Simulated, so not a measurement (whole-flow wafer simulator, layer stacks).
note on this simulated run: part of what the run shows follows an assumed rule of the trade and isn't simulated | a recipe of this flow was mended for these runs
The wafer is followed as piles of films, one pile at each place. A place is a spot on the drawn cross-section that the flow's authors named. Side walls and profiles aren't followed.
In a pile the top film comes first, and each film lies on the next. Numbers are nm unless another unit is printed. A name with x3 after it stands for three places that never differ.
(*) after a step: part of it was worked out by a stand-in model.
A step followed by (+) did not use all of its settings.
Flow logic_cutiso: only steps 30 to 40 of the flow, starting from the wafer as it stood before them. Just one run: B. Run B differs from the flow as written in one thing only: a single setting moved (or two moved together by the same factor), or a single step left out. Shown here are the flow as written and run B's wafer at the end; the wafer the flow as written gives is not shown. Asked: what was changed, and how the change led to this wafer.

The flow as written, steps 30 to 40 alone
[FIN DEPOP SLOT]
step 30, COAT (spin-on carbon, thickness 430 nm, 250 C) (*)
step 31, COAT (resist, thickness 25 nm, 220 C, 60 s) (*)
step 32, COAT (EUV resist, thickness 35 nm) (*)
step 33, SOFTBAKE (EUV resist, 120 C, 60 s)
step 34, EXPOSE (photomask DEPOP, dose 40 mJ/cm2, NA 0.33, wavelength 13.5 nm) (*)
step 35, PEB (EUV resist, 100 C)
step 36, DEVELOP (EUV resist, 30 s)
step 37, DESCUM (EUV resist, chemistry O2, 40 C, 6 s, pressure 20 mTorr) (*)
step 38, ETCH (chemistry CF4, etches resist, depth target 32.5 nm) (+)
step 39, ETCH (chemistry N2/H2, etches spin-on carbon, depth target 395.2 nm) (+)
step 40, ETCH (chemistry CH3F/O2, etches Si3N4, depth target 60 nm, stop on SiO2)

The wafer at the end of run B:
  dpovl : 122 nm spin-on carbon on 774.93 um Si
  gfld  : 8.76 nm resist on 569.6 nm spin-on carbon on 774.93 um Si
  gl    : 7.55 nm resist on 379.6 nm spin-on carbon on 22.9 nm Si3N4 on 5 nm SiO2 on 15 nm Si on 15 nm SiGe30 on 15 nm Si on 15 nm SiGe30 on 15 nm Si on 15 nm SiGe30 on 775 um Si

What caused this: step 39, ETCH: depth target 366.7 nm was run, while the flow as written has depth target 395.2 nm.

The path from the change to this, step by step:
  step 39, ETCH (chemistry N2/H2, etches spin-on carbon, depth target 395.2 nm) (+)
      gl, glp, gxp and 10 more: EUV resist loses 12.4 (all of it), resist loses 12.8 (in the flow as written it would be: EUV resist loses 12.4 (all of it), resist loses 13.9)
      gfld, gxf, gxn, iso, lnr, lnri, rsdx: EUV resist loses 12.5 (all of it), resist loses 12.8 (in the flow as written it would be: EUV resist loses 12.5 (all of it), resist loses 13.9)
      (and at 1 other place as well)
